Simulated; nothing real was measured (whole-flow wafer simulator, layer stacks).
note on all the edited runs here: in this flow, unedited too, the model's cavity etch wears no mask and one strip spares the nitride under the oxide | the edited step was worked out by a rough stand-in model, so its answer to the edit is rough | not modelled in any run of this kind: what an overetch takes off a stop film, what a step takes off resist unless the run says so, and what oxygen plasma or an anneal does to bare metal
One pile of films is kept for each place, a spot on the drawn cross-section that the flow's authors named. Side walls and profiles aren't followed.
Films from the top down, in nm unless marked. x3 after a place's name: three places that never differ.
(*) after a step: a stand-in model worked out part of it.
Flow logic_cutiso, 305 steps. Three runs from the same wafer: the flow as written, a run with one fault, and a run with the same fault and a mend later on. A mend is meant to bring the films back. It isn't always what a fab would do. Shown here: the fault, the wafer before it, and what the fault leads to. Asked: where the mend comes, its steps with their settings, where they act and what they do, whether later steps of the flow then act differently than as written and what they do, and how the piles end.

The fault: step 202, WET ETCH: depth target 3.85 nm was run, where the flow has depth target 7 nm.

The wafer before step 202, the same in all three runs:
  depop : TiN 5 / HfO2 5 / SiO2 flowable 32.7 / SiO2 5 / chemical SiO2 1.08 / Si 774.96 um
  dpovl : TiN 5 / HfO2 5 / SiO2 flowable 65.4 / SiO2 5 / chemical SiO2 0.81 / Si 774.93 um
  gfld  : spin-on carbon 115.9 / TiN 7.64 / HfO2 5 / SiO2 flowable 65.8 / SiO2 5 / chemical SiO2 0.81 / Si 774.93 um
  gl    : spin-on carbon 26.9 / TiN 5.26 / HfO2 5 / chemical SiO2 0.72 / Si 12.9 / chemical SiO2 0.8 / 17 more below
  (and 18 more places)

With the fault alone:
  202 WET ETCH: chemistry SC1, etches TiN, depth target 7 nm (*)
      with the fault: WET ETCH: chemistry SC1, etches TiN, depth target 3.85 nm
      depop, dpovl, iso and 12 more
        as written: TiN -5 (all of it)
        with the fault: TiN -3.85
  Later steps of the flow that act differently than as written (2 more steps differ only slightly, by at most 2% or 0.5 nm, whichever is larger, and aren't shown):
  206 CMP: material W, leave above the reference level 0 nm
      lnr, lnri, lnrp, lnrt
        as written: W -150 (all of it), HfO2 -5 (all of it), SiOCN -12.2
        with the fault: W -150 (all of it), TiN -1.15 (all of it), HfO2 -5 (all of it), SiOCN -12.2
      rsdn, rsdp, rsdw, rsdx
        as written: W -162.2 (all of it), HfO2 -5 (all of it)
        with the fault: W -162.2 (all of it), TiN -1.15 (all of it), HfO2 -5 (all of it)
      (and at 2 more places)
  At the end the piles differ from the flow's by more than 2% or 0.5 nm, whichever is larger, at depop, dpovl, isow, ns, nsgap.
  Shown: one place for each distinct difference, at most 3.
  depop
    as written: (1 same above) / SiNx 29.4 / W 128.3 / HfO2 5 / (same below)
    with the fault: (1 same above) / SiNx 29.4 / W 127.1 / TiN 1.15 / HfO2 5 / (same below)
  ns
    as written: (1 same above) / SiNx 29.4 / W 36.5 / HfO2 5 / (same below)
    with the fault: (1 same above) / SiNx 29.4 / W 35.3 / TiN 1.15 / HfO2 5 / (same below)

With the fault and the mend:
  The mend comes after step 202.
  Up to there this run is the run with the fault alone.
  202a WET ETCH: chemistry SC1, etches TiN, depth target 3.15 nm (*) (the flow's step 202 once more, with other settings)
      depop, dpovl, iso and 12 more
        TiN -1.15 (all of it)
  No later step of the flow acts differently than as written, at any place that is followed, by more than 2% or 0.5 nm, whichever is larger.
  At the end the piles are the same as the flow's at every place that both follow.
